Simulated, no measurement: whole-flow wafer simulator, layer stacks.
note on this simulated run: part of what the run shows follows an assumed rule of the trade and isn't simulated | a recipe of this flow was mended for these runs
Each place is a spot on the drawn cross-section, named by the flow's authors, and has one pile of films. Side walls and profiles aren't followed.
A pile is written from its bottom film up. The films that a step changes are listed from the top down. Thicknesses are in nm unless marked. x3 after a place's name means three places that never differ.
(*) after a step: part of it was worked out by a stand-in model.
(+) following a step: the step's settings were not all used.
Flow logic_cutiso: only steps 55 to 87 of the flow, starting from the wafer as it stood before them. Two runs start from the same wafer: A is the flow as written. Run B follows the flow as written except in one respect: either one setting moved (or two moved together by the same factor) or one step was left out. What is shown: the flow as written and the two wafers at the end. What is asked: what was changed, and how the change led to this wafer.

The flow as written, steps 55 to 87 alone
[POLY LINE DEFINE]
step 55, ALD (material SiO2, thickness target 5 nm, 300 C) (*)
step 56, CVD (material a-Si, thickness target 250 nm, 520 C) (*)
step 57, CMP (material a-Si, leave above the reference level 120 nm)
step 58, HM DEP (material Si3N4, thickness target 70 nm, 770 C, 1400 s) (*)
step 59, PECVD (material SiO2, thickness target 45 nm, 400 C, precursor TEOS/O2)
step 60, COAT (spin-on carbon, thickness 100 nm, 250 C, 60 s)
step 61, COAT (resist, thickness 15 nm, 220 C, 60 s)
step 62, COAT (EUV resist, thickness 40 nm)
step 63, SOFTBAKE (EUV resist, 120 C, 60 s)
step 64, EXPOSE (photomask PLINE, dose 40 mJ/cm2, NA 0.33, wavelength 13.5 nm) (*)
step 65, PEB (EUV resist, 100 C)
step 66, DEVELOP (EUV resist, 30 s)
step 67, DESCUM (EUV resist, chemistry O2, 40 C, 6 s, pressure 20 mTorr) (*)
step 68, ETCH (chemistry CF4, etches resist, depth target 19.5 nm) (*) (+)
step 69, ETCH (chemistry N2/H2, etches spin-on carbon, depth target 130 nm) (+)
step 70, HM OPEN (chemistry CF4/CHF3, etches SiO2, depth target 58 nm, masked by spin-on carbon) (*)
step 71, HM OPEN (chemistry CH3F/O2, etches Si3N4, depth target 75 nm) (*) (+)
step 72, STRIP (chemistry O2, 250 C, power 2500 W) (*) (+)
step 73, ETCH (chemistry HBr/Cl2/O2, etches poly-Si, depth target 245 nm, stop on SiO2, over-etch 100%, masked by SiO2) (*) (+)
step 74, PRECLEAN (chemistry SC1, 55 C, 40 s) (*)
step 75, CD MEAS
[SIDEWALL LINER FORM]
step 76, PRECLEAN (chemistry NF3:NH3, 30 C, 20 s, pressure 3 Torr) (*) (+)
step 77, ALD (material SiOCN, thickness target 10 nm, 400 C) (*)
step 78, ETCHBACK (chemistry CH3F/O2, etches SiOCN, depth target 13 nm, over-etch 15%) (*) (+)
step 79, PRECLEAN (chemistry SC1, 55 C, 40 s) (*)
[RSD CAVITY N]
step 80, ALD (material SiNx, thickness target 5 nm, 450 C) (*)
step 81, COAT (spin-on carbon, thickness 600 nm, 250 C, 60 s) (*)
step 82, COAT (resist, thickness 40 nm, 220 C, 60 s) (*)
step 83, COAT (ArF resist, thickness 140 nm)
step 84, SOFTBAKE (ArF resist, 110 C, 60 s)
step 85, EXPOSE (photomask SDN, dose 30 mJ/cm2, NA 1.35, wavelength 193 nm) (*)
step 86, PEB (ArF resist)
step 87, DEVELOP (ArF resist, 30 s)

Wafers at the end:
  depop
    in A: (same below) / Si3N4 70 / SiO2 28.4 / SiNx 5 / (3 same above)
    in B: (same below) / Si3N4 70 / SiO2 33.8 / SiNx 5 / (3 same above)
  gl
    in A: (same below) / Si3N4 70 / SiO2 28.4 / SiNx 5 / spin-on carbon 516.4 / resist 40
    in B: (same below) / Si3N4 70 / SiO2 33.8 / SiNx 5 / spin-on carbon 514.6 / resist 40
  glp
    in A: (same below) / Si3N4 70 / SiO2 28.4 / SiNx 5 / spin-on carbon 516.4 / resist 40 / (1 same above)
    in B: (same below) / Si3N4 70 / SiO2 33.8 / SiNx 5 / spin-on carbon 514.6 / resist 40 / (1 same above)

The reason: step 59, PECVD: thickness target 50.4 nm was run, though the flow has thickness target 45 nm.

Step by step, how the change led to this:
  step 59, PECVD (material SiO2, thickness target 45 nm, 400 C, precursor TEOS/O2)
      depop, dpovl x3, gfld and 17 more: A SiO2 gains 45 (new film) | B SiO2 gains 50.4 (new film)
  step 70, HM OPEN (chemistry CF4/CHF3, etches SiO2, depth target 58 nm, masked by spin-on carbon) (*)
      iso, lnr, lnri and 6 more: A SiO2 loses 43.2 (all of it), Si3N4 loses 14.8 | B SiO2 loses 48.6 (all of it), Si3N4 loses 9.39
  step 71, HM OPEN (chemistry CH3F/O2, etches Si3N4, depth target 75 nm) (*) (+)
      iso, lnr, lnri and 6 more: A Si3N4 loses 55.2 (all of it), poly-Si loses 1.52 | B Si3N4 loses 60.6 (all of it), poly-Si loses 1.11
